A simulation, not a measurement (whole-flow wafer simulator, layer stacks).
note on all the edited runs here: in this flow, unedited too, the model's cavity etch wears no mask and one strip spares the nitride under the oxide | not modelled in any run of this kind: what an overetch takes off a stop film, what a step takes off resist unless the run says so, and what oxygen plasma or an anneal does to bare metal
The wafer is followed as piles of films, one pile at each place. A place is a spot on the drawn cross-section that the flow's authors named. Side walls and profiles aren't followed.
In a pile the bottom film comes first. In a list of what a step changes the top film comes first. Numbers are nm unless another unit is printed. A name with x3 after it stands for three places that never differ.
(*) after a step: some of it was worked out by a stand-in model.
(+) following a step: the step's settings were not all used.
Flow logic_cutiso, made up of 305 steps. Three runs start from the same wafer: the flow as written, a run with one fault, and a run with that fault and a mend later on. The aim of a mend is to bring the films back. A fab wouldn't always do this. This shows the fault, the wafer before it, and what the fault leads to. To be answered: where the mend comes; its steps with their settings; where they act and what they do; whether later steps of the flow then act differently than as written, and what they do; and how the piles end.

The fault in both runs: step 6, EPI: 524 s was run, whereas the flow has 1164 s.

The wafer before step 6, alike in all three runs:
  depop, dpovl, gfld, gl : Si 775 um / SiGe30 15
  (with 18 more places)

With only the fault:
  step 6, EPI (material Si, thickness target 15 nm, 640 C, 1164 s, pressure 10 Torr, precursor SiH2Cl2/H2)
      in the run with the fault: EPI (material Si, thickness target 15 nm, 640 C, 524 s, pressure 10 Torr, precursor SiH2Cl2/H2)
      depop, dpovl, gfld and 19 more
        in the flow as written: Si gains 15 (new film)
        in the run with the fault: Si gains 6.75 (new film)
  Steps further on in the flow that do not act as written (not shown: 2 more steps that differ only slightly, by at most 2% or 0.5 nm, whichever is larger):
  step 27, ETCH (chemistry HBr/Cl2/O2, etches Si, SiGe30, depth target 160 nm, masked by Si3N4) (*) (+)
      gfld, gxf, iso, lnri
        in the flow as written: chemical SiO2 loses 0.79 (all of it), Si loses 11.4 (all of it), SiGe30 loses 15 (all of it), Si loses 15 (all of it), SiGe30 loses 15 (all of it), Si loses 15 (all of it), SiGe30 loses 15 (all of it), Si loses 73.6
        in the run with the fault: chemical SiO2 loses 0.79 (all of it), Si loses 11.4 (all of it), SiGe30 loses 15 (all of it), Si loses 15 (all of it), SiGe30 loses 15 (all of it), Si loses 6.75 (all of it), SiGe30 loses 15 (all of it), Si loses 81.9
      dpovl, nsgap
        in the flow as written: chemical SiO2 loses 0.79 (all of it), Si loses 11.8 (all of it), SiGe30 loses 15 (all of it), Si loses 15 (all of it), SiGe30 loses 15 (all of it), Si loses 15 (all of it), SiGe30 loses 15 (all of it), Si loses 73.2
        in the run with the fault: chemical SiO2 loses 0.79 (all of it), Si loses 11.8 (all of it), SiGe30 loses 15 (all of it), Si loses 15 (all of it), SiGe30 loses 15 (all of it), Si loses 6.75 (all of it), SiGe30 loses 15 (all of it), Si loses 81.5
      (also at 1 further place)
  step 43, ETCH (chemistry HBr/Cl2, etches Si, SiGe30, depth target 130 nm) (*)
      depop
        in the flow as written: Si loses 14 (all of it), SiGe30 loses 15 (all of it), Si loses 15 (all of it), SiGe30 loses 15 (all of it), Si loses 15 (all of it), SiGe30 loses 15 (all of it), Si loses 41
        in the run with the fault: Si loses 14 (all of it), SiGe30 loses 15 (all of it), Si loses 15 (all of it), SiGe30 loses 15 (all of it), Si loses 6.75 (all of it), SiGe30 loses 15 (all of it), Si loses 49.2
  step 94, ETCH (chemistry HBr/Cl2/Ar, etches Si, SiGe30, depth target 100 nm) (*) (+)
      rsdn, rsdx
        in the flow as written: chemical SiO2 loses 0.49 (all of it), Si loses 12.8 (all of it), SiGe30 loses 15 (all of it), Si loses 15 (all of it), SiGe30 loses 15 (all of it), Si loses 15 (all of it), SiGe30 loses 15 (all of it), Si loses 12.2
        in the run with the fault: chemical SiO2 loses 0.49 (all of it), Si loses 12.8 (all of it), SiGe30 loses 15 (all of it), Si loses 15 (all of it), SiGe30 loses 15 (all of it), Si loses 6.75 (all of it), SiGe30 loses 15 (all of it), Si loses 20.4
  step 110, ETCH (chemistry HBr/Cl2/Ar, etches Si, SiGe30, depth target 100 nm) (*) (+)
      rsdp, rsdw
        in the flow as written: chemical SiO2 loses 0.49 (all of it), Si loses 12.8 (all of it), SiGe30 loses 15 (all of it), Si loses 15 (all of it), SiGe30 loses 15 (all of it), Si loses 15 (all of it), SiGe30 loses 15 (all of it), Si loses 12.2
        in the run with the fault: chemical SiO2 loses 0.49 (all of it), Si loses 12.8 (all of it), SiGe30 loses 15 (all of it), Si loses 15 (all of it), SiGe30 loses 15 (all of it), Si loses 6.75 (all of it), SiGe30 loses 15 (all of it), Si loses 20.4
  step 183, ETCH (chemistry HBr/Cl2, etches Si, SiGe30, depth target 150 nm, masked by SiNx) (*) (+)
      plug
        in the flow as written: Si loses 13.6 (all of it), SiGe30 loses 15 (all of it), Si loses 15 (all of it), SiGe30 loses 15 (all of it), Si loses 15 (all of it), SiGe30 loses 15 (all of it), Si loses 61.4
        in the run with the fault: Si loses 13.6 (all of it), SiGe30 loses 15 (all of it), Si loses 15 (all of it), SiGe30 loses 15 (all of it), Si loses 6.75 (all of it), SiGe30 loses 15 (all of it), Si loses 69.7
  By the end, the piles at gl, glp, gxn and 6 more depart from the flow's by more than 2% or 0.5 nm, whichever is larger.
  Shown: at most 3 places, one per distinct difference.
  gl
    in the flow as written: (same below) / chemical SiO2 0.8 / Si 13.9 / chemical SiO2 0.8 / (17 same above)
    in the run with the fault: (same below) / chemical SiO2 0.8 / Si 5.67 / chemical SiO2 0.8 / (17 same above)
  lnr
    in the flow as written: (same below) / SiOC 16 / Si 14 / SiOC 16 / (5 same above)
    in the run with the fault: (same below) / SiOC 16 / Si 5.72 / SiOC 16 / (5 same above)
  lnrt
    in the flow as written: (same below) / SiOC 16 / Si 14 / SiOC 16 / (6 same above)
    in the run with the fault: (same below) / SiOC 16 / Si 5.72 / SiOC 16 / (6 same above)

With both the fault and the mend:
  The mend stands after step 6.
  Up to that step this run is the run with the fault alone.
  step 6a, EPI (material Si, thickness target 15 nm, 640 C, 640.4 s, pressure 10 Torr, precursor SiH2Cl2/H2) (a further turn of the flow's step 6, with different settings)
      depop, dpovl, gfld and 19 more
        Si gains 8.25
  Every later step of the flow that is run acts as written at every place that is followed.
  At every place that both follow, the piles at the end match the flow's.
